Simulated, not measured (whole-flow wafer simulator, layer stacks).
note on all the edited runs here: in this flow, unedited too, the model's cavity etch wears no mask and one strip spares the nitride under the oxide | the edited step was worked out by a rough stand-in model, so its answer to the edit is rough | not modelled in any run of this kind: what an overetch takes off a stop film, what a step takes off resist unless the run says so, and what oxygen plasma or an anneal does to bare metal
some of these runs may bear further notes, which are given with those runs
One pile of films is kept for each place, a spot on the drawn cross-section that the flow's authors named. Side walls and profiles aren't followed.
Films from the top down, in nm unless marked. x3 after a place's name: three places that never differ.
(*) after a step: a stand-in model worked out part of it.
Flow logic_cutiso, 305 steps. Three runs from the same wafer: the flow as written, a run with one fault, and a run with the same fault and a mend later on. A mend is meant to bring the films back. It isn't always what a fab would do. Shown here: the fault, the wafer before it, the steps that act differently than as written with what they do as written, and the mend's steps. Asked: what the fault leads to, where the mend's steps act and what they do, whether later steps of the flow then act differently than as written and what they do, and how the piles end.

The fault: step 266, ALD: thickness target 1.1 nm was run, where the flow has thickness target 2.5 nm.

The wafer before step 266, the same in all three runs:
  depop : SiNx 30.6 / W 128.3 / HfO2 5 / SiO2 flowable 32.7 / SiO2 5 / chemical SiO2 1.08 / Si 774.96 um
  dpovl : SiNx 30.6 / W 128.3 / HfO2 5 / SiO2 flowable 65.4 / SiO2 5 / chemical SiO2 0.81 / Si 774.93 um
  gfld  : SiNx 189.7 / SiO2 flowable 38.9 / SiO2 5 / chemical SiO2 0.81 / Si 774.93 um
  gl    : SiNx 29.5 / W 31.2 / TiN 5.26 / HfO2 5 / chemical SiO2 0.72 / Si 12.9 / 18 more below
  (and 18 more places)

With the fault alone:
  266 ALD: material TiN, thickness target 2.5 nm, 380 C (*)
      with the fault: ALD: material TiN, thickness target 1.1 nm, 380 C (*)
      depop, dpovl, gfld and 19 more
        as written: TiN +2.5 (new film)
        with the fault: TiN +1.1 (new film)
  Later steps of the flow that act differently than as written:
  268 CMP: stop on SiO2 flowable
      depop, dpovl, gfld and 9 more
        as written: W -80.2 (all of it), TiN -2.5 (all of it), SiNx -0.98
        with the fault: W -80.2 (all of it), TiN -1.1 (all of it), SiNx -0.98
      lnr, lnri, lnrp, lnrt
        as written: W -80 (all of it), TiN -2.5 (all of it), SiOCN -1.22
        with the fault: W -80 (all of it), TiN -1.1 (all of it), SiOCN -1.22
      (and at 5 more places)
  At the end the piles differ from the flow's by more than 2% or 0.5 nm, whichever is larger, at tap.
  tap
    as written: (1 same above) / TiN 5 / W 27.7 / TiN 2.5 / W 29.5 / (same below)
    with the fault: (1 same above) / TiN 5 / W 29.1 / TiN 1.1 / W 29.5 / (same below)

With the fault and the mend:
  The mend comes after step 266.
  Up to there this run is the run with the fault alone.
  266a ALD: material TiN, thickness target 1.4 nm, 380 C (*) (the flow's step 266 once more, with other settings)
      depop, dpovl, gfld and 19 more
        TiN +1.4
  No later step of the flow acts differently than as written at any place that is followed.
  At the end the piles are the same as the flow's at every place that both follow.
